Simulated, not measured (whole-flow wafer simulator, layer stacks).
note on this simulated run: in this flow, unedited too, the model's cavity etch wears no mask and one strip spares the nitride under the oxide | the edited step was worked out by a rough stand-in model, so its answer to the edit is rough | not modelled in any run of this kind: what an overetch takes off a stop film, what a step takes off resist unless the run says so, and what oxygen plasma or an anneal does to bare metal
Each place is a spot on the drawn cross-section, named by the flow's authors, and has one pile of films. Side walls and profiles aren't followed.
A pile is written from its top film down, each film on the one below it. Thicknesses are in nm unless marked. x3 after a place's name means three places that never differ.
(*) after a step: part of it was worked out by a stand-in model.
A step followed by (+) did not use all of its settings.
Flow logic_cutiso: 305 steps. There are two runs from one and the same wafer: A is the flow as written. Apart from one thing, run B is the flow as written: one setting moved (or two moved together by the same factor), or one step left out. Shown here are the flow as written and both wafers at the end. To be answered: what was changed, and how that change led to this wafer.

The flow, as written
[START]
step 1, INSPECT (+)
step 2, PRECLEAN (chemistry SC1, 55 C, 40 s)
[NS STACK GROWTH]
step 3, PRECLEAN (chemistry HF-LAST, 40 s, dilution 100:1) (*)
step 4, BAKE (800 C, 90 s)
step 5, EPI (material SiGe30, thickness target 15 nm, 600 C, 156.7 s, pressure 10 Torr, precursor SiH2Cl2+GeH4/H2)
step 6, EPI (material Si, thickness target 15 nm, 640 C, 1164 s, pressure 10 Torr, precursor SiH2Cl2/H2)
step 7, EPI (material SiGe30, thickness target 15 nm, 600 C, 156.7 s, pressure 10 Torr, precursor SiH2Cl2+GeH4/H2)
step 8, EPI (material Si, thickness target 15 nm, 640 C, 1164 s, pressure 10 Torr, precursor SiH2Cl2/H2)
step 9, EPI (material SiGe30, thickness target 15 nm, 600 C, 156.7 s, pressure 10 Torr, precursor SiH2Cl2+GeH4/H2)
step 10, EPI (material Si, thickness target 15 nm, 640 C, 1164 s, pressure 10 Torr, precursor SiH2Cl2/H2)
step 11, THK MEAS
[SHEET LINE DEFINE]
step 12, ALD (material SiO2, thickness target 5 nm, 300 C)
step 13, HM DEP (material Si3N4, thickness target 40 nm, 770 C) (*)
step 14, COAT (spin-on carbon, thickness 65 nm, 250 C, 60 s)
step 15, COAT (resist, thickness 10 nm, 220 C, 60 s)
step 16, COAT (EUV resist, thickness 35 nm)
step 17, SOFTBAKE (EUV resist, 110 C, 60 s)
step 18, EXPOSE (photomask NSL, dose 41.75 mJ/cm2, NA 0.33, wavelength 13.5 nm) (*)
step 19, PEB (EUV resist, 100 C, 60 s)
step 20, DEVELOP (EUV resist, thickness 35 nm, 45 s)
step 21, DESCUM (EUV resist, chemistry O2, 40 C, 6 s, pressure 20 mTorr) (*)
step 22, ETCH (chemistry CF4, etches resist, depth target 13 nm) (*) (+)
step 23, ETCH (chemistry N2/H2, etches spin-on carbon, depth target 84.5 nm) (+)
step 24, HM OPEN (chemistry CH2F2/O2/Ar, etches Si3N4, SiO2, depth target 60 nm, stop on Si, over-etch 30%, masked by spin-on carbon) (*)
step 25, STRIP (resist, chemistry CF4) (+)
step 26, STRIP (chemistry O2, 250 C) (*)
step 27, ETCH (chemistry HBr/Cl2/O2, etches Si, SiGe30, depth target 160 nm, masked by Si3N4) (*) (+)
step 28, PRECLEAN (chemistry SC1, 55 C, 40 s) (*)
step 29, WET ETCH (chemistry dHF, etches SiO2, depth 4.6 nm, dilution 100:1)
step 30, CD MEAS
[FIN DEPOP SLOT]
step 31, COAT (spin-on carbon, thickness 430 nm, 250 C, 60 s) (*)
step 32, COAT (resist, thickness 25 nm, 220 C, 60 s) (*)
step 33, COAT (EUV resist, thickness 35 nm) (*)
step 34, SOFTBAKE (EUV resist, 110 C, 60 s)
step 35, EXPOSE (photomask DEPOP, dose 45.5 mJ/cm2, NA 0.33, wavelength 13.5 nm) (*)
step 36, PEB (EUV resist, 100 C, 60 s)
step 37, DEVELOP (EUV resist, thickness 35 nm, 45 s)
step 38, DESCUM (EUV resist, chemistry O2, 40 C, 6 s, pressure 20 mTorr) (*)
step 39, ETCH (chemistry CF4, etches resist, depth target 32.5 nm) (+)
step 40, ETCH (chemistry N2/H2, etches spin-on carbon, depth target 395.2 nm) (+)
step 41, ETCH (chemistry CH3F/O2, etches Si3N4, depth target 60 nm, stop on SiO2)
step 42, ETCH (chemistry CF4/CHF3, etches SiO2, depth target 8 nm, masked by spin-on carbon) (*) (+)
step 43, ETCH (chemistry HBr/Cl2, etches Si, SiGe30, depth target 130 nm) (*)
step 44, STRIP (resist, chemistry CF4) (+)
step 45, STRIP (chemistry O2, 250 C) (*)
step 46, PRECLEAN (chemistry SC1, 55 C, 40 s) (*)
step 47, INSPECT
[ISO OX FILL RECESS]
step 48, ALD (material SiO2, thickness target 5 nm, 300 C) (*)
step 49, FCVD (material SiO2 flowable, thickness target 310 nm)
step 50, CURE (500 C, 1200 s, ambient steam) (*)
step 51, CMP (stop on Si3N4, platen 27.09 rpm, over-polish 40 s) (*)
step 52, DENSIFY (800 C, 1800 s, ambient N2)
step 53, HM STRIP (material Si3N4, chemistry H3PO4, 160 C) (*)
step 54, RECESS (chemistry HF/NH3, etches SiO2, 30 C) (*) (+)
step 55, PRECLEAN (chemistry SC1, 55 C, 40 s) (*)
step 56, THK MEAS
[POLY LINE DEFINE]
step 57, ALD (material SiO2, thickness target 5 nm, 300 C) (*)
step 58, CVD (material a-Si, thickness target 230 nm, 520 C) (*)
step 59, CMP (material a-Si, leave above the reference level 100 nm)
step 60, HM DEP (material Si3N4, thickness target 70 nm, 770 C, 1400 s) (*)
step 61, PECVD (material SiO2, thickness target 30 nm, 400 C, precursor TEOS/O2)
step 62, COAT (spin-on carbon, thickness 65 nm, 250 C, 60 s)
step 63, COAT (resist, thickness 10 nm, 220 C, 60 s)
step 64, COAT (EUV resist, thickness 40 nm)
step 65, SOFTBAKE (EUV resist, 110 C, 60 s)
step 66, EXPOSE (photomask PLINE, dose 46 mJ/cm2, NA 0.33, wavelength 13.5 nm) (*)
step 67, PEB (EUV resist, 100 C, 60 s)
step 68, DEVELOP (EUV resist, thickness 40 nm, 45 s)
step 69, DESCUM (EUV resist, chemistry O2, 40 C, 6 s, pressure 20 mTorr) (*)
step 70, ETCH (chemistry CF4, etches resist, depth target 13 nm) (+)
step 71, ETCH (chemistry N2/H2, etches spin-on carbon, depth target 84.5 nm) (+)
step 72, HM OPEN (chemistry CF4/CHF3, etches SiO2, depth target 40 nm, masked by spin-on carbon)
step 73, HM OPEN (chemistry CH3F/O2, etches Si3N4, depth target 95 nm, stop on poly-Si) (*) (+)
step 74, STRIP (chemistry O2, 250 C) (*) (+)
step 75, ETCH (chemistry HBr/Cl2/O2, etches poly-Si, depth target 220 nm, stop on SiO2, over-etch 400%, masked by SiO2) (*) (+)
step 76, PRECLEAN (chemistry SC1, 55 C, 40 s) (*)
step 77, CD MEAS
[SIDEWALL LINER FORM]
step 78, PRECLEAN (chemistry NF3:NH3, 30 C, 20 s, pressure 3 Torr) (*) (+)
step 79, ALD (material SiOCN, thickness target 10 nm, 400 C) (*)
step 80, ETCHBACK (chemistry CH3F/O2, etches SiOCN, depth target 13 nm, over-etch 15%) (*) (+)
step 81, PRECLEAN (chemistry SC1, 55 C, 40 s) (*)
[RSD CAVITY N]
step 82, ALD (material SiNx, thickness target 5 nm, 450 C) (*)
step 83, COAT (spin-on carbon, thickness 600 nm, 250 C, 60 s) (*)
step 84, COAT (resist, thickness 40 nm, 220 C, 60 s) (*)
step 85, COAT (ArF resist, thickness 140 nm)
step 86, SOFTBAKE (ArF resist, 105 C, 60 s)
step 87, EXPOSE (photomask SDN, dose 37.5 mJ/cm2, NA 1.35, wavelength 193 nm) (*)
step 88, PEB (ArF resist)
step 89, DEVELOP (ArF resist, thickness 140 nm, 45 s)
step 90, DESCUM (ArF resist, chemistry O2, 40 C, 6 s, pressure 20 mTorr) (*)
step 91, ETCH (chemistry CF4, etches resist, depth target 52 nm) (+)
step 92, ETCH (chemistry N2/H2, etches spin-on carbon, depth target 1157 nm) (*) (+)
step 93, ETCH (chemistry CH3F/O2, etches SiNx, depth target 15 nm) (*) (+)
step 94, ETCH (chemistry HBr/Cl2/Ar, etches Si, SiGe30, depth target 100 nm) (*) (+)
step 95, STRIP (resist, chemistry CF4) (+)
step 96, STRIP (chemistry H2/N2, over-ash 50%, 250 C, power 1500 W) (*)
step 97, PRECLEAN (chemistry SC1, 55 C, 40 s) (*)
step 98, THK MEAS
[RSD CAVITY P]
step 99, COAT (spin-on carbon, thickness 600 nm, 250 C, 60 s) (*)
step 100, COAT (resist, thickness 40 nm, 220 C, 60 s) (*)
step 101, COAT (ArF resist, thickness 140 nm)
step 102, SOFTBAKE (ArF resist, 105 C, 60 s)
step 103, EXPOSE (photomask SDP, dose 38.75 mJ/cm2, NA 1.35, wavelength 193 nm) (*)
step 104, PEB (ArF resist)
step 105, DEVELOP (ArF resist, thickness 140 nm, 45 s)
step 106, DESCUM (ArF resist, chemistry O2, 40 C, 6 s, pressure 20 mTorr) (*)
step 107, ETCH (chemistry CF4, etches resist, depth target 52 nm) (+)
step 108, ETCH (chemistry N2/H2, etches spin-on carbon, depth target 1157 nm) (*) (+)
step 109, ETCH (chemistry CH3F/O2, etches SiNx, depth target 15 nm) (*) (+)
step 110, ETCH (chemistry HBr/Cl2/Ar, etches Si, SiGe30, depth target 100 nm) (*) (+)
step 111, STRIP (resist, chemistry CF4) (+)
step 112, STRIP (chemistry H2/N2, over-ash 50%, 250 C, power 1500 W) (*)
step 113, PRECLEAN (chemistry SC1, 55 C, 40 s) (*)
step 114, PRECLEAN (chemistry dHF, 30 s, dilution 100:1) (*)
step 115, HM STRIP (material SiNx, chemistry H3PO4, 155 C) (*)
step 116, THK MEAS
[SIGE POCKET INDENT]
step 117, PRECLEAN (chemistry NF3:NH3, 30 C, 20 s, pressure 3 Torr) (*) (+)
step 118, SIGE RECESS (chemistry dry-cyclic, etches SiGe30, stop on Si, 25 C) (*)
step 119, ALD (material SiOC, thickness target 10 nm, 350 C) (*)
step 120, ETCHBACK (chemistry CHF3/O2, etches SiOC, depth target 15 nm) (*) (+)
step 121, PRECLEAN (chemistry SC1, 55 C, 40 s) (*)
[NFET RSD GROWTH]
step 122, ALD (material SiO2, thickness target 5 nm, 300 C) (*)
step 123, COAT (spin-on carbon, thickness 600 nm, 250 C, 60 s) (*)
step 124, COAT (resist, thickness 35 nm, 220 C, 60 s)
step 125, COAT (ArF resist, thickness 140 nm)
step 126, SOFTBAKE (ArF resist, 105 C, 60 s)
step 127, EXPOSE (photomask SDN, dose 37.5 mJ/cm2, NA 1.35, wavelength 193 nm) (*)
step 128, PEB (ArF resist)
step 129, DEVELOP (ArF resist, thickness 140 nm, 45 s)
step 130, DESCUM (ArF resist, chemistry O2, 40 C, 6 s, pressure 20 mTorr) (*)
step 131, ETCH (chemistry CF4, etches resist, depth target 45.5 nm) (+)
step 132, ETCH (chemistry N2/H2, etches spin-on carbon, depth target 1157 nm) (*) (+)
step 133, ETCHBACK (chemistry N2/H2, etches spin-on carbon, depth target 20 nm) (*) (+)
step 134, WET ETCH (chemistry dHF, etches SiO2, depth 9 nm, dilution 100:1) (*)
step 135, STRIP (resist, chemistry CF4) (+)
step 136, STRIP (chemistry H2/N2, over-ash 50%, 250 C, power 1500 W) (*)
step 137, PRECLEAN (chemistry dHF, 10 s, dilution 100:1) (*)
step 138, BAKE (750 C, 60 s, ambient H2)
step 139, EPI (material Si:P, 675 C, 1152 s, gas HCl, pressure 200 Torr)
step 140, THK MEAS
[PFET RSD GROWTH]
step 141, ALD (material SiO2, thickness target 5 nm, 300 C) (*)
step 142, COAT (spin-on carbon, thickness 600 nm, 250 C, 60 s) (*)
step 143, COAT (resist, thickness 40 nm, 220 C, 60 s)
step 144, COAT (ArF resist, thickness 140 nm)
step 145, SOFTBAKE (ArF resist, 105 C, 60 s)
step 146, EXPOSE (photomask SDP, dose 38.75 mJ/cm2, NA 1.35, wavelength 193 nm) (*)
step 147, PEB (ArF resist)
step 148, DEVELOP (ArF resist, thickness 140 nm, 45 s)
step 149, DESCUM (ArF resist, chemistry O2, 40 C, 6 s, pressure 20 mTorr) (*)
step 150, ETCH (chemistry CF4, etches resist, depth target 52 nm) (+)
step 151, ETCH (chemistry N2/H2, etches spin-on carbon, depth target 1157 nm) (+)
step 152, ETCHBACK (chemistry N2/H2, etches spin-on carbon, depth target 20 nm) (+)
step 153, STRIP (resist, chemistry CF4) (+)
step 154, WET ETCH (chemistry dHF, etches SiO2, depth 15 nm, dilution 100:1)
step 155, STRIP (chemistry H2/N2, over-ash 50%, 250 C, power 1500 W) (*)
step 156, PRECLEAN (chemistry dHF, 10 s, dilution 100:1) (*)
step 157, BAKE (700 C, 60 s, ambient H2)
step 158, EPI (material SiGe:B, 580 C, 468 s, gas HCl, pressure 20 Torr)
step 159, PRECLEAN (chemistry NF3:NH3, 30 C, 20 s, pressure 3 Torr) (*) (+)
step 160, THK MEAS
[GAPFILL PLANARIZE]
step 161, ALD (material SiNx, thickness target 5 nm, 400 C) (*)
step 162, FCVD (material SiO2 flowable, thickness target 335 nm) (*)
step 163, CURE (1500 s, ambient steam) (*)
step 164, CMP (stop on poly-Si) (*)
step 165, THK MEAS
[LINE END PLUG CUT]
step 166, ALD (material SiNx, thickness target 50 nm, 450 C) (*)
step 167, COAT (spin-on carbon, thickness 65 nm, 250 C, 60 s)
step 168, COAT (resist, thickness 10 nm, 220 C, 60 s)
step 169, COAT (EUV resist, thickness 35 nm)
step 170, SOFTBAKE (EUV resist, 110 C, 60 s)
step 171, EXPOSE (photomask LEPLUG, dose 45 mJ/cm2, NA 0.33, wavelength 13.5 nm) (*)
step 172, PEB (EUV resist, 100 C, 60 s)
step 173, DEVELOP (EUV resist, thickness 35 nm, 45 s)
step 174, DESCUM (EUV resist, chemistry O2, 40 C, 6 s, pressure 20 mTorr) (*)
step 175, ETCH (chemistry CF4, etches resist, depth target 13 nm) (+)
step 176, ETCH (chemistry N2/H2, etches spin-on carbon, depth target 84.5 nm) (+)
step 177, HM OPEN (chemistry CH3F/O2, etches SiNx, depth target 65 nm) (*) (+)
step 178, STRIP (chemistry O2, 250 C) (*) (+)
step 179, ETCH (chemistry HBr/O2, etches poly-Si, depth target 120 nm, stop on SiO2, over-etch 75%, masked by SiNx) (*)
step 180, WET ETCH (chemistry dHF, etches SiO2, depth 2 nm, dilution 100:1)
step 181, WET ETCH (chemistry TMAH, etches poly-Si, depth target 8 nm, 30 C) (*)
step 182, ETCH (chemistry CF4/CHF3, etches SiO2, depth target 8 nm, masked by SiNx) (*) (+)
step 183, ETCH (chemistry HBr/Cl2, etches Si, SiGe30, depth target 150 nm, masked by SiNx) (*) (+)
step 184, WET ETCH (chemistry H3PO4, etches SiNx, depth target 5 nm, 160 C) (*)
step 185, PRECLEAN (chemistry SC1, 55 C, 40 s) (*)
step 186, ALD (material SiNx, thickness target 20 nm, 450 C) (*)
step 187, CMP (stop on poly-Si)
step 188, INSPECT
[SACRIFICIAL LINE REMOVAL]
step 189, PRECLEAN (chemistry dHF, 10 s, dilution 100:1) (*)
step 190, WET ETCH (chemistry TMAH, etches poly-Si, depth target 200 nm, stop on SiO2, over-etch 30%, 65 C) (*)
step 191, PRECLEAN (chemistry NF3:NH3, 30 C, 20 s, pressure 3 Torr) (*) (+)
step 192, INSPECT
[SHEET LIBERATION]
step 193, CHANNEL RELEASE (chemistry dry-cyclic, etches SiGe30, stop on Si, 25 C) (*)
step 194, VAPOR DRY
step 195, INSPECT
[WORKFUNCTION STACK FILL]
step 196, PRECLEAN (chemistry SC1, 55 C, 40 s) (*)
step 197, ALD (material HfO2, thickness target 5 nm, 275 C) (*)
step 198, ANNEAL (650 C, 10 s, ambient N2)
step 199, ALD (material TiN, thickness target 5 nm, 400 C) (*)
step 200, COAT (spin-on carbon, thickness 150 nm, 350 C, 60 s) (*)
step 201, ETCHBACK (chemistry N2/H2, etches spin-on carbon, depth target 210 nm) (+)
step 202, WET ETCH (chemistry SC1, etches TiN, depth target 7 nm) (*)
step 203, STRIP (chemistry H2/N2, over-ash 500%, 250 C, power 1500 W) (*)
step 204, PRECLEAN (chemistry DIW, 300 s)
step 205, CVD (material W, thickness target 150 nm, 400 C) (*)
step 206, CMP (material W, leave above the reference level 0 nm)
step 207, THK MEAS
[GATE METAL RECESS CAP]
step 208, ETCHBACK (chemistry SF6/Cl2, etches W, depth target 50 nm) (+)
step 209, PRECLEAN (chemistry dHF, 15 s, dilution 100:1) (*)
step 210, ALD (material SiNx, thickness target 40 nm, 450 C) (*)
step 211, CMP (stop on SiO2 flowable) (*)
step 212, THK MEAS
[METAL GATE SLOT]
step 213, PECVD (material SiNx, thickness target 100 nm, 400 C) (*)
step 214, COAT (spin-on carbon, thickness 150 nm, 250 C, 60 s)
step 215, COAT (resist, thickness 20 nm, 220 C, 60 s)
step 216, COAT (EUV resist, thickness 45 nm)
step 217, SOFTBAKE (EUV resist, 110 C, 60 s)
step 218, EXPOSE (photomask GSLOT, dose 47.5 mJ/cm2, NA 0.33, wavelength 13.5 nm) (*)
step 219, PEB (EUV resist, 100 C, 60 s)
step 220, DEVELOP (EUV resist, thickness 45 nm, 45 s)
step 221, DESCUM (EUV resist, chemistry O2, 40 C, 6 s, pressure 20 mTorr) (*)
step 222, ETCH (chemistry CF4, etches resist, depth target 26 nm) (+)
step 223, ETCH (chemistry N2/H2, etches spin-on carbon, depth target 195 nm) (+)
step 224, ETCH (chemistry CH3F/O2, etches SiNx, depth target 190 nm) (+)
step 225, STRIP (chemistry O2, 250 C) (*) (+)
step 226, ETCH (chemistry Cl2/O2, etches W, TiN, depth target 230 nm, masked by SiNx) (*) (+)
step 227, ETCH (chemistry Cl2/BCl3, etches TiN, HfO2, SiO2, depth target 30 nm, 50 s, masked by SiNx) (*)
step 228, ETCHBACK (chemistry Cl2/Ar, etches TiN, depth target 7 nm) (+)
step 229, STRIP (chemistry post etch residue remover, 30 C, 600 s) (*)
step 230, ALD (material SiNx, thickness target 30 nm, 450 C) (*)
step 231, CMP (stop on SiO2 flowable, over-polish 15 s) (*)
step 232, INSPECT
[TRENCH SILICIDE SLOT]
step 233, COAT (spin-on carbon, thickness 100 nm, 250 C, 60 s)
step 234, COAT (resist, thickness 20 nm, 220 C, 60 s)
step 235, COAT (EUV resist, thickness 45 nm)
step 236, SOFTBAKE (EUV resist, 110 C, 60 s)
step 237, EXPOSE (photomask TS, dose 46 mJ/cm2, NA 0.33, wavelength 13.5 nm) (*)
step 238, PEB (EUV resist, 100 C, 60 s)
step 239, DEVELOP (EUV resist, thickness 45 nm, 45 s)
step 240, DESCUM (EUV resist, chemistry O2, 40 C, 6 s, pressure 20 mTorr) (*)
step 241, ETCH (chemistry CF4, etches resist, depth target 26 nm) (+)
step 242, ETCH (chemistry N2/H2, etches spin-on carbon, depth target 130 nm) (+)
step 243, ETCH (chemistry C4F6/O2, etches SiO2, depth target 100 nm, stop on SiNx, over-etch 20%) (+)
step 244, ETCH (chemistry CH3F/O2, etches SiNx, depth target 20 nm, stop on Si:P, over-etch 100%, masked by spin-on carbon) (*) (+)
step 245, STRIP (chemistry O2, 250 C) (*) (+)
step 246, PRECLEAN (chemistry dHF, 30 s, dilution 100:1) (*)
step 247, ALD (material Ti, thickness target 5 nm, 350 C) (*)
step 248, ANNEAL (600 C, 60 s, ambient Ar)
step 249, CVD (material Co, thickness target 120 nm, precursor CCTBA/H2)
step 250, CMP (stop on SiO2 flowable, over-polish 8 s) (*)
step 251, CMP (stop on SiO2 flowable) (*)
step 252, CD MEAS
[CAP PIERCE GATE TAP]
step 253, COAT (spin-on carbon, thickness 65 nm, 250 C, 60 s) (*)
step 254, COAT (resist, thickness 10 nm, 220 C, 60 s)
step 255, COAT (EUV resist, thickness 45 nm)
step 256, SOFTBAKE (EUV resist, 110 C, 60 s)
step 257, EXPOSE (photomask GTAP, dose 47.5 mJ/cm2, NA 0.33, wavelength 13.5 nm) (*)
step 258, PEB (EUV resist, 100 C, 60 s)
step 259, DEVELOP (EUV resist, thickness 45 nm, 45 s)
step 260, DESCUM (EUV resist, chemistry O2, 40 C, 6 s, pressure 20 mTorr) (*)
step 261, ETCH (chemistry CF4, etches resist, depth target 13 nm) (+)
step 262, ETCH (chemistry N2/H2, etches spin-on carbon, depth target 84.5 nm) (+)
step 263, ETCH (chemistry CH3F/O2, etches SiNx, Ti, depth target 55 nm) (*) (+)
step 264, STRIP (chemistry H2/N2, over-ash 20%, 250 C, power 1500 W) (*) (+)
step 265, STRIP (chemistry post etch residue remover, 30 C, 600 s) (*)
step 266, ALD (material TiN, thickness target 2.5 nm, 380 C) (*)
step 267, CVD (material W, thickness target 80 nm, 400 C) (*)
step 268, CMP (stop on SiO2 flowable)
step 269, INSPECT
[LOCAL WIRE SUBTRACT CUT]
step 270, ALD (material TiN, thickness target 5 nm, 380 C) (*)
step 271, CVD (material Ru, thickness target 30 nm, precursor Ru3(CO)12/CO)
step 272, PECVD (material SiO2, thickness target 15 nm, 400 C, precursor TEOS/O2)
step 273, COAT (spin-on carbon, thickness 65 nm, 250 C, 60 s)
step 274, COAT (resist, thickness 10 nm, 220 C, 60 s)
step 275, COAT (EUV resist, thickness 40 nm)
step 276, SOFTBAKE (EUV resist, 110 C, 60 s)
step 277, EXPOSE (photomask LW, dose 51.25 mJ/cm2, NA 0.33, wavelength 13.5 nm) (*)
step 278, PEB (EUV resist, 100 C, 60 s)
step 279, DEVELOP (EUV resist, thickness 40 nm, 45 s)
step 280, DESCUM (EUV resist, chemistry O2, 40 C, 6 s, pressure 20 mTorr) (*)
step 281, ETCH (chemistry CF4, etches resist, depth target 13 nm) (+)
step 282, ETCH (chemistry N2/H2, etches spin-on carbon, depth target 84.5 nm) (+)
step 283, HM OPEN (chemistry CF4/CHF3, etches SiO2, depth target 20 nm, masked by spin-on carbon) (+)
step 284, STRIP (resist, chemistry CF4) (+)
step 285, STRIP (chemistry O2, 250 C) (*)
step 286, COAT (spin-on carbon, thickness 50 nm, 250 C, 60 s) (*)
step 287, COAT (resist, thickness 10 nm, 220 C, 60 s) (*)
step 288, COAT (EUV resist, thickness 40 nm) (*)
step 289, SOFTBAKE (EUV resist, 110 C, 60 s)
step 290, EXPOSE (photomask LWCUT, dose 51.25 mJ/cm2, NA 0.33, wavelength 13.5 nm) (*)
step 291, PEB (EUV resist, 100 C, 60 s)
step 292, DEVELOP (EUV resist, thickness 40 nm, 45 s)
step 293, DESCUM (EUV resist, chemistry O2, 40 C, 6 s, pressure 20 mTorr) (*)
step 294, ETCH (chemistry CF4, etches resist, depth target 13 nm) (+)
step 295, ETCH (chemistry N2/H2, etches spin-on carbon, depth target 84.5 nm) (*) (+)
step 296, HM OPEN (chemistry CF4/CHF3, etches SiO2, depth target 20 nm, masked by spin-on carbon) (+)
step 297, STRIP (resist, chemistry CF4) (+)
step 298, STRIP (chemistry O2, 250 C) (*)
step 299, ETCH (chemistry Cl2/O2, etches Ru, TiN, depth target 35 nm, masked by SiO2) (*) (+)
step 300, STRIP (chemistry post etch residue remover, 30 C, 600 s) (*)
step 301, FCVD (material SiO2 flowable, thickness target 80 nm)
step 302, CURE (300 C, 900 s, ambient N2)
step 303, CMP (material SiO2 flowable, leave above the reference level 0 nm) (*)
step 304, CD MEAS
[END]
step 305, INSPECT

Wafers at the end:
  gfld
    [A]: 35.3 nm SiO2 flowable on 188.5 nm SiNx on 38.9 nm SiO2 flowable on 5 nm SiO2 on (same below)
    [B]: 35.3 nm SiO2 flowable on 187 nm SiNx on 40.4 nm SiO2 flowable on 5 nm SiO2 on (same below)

Cause: step 227, ETCH: depth target 28.5 nm was run, though the flow has depth target 30 nm.

How this came from the change, step by step:
  step 227, ETCH (chemistry Cl2/BCl3, etches TiN, HfO2, SiO2, depth target 30 nm, 50 s, masked by SiNx) (*)
      gfld: A -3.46 HfO2 (all of it), -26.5 SiO2 flowable | B -3.46 HfO2 (all of it), -25 SiO2 flowable
